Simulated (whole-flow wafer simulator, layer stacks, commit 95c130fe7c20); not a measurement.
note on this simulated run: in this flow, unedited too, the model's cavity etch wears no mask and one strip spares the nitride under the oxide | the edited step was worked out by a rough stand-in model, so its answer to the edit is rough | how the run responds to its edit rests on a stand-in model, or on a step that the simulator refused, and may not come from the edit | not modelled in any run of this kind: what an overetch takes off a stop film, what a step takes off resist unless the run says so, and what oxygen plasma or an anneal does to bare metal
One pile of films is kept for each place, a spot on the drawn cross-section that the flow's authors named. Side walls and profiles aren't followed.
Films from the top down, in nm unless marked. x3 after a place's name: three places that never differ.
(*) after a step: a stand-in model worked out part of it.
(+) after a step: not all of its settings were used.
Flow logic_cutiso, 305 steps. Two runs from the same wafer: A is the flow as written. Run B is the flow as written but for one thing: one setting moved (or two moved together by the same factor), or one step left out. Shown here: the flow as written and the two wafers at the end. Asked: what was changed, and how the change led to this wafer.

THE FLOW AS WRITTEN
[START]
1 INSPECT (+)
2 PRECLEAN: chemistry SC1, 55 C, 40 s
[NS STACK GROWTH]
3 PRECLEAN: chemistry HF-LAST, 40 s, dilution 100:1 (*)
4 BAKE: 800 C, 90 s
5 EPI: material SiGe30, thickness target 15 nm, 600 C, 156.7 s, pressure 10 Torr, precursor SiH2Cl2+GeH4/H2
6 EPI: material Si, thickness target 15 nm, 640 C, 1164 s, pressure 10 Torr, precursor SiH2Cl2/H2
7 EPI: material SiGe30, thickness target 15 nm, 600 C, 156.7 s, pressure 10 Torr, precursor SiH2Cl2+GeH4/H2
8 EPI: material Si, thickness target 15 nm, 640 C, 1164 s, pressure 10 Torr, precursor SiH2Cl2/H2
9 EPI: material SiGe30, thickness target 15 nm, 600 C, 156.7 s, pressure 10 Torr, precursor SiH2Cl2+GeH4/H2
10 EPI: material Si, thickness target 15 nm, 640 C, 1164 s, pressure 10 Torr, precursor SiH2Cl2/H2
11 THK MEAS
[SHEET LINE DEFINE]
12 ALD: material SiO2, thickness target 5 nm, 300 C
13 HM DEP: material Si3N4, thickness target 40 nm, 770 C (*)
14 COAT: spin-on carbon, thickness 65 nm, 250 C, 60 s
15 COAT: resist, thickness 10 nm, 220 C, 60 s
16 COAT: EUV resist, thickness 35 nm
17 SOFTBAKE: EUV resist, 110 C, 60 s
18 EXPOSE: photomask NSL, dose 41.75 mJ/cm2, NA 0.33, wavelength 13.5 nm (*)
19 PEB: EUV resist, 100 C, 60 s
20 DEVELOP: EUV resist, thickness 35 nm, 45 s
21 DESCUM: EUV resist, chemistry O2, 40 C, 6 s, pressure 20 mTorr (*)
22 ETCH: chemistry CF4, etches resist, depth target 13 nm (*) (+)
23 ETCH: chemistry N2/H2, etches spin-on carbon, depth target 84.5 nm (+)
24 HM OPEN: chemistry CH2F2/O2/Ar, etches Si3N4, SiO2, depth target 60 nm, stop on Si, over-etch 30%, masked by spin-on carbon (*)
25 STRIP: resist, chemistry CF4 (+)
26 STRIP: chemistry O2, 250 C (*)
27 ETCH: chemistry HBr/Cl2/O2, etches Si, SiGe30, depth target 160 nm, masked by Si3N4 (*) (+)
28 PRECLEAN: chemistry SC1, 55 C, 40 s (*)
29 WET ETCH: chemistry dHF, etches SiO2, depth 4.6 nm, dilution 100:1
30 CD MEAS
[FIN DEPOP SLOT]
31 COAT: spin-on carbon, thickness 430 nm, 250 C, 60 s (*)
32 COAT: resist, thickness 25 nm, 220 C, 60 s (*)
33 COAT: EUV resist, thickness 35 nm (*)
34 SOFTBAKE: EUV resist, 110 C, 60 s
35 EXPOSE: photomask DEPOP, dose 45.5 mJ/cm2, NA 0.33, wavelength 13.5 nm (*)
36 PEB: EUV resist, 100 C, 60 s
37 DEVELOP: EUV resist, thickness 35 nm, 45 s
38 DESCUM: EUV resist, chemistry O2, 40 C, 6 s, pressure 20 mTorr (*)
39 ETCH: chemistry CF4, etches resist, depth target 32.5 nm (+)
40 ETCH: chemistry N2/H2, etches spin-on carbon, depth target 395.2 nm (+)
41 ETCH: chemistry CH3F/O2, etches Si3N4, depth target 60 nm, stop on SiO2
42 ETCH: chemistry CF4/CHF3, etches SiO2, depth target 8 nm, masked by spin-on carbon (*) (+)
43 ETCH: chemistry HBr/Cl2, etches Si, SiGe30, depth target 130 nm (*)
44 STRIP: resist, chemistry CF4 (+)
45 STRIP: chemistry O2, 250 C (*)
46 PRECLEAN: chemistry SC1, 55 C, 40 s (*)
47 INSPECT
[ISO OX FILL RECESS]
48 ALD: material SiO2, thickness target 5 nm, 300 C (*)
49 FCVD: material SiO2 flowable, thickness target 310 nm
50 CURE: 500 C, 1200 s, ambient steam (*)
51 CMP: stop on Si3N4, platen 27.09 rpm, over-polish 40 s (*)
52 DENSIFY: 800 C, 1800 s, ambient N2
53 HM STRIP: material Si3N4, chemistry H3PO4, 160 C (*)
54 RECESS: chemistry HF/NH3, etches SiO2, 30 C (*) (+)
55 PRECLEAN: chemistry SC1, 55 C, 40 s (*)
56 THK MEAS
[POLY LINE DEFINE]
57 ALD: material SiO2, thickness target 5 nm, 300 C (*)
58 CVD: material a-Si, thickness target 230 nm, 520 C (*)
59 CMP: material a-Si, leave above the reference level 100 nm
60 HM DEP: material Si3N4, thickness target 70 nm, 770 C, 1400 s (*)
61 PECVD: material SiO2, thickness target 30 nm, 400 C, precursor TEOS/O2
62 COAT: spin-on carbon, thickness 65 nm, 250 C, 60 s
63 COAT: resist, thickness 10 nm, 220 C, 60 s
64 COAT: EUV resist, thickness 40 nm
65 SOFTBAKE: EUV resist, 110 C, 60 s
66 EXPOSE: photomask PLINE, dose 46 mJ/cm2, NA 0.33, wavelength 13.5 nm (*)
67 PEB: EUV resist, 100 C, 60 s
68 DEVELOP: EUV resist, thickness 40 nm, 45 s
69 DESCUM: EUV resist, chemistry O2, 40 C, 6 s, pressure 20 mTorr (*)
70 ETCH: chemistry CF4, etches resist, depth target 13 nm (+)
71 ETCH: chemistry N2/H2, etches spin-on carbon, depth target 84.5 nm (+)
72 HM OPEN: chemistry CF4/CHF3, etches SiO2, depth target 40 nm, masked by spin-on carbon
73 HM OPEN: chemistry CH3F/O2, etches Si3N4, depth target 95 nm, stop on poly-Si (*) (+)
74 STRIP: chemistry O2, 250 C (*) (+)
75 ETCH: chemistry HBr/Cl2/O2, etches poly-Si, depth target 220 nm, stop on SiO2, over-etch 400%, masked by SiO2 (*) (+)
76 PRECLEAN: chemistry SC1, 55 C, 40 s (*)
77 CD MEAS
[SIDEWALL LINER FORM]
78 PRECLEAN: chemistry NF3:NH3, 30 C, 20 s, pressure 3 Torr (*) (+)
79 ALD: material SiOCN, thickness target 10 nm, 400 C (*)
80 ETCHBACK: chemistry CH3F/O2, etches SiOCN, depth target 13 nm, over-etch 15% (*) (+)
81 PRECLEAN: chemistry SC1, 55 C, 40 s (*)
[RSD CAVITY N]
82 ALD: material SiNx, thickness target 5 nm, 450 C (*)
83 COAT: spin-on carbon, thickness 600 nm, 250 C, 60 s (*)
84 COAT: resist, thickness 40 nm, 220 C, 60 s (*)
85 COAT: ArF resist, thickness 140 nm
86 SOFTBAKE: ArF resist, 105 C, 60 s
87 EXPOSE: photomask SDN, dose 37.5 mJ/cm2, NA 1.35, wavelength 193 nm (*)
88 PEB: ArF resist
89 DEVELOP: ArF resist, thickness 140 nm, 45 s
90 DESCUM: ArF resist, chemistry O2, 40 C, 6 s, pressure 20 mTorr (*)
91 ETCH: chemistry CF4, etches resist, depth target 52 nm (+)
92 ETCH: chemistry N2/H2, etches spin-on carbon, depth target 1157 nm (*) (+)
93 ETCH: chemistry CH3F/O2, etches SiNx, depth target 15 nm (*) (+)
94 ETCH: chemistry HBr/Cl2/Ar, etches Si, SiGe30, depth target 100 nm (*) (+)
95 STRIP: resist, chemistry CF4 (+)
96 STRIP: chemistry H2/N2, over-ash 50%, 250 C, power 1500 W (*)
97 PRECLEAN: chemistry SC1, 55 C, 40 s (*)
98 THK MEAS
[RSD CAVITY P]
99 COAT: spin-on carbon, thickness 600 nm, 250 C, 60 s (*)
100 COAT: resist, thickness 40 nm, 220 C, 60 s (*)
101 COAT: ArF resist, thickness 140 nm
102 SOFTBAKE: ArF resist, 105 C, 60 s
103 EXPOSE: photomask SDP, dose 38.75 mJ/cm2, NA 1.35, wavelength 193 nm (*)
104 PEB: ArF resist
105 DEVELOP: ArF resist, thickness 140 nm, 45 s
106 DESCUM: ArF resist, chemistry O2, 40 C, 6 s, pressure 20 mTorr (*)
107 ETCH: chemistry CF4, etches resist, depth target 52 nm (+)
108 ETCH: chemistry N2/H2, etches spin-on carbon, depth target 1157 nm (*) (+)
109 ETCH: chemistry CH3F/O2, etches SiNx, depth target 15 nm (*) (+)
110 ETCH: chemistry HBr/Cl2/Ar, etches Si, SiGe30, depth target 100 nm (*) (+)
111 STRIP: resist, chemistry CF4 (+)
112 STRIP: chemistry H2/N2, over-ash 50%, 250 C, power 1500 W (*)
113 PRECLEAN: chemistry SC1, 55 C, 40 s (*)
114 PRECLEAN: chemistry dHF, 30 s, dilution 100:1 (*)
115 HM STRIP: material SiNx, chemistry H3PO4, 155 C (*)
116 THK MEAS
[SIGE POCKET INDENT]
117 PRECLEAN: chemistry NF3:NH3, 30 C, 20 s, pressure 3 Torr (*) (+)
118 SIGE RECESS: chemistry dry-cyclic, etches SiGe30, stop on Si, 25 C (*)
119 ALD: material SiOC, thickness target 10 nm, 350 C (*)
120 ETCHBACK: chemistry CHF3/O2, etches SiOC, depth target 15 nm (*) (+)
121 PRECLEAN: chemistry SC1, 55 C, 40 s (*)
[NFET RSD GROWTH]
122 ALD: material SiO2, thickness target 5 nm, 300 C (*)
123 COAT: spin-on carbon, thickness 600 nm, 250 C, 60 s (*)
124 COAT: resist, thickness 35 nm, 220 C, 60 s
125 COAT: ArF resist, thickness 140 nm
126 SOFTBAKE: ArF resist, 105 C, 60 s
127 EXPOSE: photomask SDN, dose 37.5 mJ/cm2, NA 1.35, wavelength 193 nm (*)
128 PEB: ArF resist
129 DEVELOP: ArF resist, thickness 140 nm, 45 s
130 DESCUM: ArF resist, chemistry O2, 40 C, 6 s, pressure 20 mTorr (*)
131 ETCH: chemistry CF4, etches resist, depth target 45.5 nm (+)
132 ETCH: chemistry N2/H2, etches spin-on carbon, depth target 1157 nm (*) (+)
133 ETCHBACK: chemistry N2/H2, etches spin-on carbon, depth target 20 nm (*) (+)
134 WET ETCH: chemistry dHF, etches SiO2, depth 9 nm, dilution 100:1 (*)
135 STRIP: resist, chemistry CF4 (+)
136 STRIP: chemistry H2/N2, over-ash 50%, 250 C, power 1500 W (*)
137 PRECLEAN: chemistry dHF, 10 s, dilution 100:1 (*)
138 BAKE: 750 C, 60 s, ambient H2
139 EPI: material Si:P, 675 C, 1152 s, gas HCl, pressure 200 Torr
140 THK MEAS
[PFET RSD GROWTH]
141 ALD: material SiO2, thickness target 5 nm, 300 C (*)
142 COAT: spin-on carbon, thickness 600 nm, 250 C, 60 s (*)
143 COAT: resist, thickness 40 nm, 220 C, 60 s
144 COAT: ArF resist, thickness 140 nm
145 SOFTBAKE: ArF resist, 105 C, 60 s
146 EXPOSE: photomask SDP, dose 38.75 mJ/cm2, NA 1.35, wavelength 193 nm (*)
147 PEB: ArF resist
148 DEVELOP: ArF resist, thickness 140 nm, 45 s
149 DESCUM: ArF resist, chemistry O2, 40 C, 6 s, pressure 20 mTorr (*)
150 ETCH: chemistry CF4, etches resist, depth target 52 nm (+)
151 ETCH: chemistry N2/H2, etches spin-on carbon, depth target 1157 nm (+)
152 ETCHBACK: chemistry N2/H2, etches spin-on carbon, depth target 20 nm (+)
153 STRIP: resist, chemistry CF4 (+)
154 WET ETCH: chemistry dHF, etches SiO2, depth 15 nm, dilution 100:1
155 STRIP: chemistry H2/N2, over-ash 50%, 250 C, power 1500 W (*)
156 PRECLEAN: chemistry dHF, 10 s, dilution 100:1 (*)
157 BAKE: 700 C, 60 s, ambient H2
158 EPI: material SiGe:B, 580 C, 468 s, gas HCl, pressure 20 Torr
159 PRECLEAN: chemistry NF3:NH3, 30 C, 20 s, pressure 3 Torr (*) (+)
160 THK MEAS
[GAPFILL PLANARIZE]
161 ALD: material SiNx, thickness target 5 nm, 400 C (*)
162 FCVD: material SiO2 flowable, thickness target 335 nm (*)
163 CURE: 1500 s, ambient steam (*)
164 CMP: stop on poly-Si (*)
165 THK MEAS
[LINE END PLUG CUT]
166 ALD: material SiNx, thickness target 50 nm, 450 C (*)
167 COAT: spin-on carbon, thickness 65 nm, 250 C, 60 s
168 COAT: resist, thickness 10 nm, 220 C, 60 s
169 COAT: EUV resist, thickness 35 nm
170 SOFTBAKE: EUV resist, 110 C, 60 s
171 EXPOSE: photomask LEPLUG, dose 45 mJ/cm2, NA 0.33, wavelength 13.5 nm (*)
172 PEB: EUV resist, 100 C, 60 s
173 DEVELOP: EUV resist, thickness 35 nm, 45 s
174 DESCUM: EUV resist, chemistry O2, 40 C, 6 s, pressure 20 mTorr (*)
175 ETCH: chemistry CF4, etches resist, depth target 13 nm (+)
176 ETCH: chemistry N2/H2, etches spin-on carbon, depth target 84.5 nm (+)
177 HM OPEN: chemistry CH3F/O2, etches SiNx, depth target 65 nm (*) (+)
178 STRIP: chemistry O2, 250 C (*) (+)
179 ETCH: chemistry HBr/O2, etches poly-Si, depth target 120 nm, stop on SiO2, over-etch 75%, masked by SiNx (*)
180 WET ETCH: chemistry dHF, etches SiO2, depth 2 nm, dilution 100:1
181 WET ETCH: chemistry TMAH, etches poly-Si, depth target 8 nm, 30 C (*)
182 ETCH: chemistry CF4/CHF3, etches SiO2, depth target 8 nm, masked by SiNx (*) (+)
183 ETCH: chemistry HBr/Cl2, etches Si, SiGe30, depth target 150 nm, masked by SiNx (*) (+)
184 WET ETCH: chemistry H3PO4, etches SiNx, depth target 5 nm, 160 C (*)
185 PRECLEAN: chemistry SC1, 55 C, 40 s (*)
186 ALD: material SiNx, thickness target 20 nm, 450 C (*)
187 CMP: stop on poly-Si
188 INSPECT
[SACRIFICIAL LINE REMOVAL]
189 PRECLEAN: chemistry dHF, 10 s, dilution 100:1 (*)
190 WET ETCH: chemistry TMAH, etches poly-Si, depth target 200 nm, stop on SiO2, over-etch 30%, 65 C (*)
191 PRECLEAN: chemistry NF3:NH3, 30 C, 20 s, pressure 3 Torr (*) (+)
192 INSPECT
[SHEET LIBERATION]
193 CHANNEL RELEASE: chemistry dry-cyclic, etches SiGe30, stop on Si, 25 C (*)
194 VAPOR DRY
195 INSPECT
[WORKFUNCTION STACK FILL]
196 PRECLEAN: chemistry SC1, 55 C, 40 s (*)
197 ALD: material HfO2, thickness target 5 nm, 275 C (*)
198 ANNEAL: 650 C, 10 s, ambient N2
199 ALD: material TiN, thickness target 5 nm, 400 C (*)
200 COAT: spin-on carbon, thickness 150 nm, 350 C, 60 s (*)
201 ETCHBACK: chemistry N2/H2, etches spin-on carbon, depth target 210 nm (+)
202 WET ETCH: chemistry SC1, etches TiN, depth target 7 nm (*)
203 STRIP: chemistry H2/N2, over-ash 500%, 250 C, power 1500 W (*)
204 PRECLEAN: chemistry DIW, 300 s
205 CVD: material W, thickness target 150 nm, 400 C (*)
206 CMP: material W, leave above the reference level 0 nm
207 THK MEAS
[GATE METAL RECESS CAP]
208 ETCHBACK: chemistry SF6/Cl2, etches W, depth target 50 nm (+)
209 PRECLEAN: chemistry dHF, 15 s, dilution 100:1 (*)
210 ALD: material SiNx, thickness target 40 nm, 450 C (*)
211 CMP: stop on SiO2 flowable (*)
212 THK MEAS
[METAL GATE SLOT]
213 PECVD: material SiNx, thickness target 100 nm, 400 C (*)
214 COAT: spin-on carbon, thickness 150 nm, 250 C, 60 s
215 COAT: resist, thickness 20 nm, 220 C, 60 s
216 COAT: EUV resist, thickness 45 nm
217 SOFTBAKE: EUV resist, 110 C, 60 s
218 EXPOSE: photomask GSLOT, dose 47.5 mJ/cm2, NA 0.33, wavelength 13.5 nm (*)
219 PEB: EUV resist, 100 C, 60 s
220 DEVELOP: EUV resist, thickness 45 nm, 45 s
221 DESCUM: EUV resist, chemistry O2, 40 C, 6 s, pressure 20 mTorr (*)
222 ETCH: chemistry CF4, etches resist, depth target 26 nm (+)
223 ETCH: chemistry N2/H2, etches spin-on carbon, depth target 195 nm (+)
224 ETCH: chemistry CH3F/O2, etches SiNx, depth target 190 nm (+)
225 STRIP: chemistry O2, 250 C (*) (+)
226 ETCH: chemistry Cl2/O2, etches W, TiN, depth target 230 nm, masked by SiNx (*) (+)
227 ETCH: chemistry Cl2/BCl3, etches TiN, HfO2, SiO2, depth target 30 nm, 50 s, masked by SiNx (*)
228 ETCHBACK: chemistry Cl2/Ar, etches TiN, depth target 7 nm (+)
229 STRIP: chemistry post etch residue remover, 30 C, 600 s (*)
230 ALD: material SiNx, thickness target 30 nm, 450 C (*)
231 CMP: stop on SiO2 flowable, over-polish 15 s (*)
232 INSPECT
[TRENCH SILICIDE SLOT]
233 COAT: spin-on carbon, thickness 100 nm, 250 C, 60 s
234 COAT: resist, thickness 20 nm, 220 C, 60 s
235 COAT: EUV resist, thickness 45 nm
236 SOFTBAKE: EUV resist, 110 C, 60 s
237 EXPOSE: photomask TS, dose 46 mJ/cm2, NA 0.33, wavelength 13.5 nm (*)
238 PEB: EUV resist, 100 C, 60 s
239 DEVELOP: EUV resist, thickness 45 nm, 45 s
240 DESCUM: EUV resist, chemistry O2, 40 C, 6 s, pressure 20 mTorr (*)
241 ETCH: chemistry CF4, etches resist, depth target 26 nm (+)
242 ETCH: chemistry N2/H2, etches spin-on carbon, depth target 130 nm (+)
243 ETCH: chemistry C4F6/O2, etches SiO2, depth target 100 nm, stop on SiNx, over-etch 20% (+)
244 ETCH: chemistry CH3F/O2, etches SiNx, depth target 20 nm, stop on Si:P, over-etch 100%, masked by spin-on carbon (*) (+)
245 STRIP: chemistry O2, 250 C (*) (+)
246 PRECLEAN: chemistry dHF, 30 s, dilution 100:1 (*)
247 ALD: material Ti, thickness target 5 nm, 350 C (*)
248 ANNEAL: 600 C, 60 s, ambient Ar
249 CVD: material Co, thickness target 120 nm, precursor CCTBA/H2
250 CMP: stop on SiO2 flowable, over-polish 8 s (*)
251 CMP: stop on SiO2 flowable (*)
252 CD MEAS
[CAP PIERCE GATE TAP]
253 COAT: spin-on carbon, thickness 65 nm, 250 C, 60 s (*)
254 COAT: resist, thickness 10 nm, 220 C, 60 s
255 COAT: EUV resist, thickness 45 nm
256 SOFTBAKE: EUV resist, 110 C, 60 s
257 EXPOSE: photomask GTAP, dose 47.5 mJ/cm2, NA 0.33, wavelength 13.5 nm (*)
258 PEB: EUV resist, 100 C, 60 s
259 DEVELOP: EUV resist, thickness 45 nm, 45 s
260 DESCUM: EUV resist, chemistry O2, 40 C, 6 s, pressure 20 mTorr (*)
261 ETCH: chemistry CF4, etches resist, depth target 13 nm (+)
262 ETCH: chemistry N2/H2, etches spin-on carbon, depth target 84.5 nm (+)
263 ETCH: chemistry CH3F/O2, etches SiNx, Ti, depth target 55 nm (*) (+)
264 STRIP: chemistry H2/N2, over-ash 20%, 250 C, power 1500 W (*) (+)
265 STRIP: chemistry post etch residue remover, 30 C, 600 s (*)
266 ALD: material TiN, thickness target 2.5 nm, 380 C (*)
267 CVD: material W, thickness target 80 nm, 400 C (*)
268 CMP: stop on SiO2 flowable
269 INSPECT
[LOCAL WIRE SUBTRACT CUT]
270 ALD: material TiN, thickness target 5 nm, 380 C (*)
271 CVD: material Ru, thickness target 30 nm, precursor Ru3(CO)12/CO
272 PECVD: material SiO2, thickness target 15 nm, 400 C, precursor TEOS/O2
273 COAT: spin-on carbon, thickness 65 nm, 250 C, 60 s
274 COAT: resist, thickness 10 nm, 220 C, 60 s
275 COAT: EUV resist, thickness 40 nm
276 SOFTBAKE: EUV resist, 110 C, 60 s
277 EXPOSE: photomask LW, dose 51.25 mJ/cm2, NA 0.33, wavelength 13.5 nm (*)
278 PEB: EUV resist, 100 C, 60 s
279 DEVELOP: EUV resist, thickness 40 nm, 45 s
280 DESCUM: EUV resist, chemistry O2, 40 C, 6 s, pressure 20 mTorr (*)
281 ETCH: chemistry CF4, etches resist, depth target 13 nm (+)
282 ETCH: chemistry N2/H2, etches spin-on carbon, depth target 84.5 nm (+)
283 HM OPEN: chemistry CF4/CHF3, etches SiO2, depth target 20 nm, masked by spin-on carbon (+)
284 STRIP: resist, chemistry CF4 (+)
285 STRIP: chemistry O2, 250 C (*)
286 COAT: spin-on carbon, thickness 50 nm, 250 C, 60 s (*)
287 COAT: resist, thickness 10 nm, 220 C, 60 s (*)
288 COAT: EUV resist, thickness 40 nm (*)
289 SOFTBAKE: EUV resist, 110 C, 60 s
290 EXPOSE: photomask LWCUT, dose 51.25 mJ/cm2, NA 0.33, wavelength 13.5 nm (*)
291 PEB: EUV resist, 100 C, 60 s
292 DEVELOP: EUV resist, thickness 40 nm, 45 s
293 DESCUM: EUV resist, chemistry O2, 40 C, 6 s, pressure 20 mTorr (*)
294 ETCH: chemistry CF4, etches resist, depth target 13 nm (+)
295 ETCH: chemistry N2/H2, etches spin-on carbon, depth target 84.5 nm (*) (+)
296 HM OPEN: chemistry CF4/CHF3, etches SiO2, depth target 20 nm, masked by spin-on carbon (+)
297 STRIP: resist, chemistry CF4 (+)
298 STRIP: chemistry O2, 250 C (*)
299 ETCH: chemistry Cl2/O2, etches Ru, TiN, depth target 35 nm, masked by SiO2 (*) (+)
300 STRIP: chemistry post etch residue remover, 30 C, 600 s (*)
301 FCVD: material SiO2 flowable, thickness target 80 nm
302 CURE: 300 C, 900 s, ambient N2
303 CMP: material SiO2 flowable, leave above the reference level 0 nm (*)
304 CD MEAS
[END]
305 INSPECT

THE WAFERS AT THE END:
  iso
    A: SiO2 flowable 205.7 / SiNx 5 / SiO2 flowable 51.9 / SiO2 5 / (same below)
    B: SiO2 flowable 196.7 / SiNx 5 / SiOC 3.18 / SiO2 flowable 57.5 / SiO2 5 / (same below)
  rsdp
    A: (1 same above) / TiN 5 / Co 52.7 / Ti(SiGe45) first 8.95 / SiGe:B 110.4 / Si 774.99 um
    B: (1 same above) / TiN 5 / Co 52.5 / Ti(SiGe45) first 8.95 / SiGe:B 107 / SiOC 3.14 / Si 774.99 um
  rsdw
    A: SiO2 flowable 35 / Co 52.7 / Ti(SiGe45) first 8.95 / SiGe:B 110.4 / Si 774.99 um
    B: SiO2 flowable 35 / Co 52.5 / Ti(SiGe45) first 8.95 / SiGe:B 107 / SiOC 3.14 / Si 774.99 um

The cause: step 120, ETCHBACK: depth target 6.8 nm was run, where the flow has depth target 15 nm.

How the change led to this, step by step:
  120 ETCHBACK: chemistry CHF3/O2, etches SiOC, depth target 15 nm (*) (+)
      depop, dpovl, gfld, gxf, isow, ns, nsgap, plug: A SiOC -10 (all of it), SiO2 -5 | B SiOC -6.8
      lnr, lnri, lnrp, lnrt: A SiOC -10 (all of it), SiOCN -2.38 | B SiOC -6.8
      (and at 10 more places)
  122 ALD: material SiO2, thickness target 5 nm, 300 C (*)
      depop, dpovl, gfld, gxf, isow, ns, nsgap, plug: A SiO2 +5 | B SiO2 +5 (new film)
      gxn: A SiO2 +6.76 (new film) | B SiO2 +5 (new film)
      (and at 1 more place)
  123 COAT: spin-on carbon, thickness 600 nm, 250 C, 60 s (*)
      gfld, gxf, plug: A spin-on carbon +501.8 (new film) | B spin-on carbon +519.1 (new film)
      lnr, lnrp, lnrt: A spin-on carbon +501.8 (new film) | B spin-on carbon +521.7 (new film)
      (and at 11 more places)
  132 ETCH: chemistry N2/H2, etches spin-on carbon, depth target 1157 nm (*) (+)
      gl, tap: A spin-on carbon -501.7 (all of it), SiO2 -5 (all of it), Si3N4 -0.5 | B spin-on carbon -519.2 (all of it), SiO2 -5 (all of it), SiOC -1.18
      lnr, lnrt: A spin-on carbon -496.5 (all of it), SiO2 -5 (all of it), SiOCN -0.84 | B spin-on carbon -516.4 (all of it), SiO2 -5 (all of it), SiOC -1.25
      (and at 18 more places)
  133 ETCHBACK: chemistry N2/H2, etches spin-on carbon, depth target 20 nm (*) (+)
      gl, tap: A Si3N4 -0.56 | B SiOC -1.18
      lnr, lnrt: A SiOCN -0.83 | B SiOC -1.18
      (and at 1 more place)
  134 WET ETCH: chemistry dHF, etches SiO2, depth 9 nm, dilution 100:1 (*)
      lnr, lnrt: A SiOCN -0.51 | B SiOC -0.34
  135 STRIP: resist, chemistry CF4 (+)
      lnr, lnrt: A SiOCN -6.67 | B SiOC -0.43 (all of it)
      rsdn, rsdx: A nothing | B SiOC -3 (all of it)
      (and at 18 more places)
  136 STRIP: chemistry H2/N2, over-ash 50%, 250 C, power 1500 W (*)
      gfld, gxf, plug: A spin-on carbon -501.8 (all of it) | B spin-on carbon -519.1 (all of it)
      rsdp, rsdw: A spin-on carbon -783.2 (all of it) | B spin-on carbon -805.7 (all of it)
      (and at 5 more places)
  137 PRECLEAN: chemistry dHF, 10 s, dilution 100:1 (*)
      gl, gxn, tap: A Si3N4 -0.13 | B SiO2 -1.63
  141 ALD: material SiO2, thickness target 5 nm, 300 C (*)
      gl, tap: A SiO2 +5 (new film) | B SiO2 +5
      gxn: A SiO2 +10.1 (new film) | B SiO2 +7.47
  142 COAT: spin-on carbon, thickness 600 nm, 250 C, 60 s (*)
      gfld, gxf, plug: A spin-on carbon +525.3 (new film) | B spin-on carbon +542.1 (new film)
      lnr, lnrt: A spin-on carbon +537.9 (new film) | B spin-on carbon +551.7 (new film)
      (and at 10 more places)
  151 ETCH: chemistry N2/H2, etches spin-on carbon, depth target 1157 nm (+)
      depop, dpovl, gfld and 14 more: A ArF resist -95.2 (all of it), resist -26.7 | B ArF resist -95.2 (all of it), resist -27.5
      rsdp, rsdw: A spin-on carbon -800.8 (all of it) | B spin-on carbon -822.8 (all of it)
      (and at 3 more places)
  153 STRIP: resist, chemistry CF4 (+)
      depop, dpovl, gfld and 14 more: A resist -12 (all of it) | B resist -11.2 (all of it)
      gxp: A SiO2 -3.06 (all of it) | B SiO2 -1.23 (all of it)
  155 STRIP: chemistry H2/N2, over-ash 50%, 250 C, power 1500 W (*)
      gfld, gxf, plug: A spin-on carbon -525.3 (all of it) | B spin-on carbon -542.1 (all of it)
      lnr, lnrt: A spin-on carbon -537.9 (all of it) | B spin-on carbon -551.7 (all of it)
      (and at 5 more places)
  156 PRECLEAN: chemistry dHF, 10 s, dilution 100:1 (*)
      lnrp: A SiOCN -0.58 | B SiOC -0.06
  158 EPI: material SiGe:B, 580 C, 468 s, gas HCl, pressure 20 Torr
      rsdp, rsdw: A SiGe:B +116.8 (new film) | B SiGe:B +113.4 (new film)
  ... 5 more steps ...
  251 CMP: stop on SiO2 flowable (*)
      rsdx: A Ti -5 (all of it) | B Ti -4.65
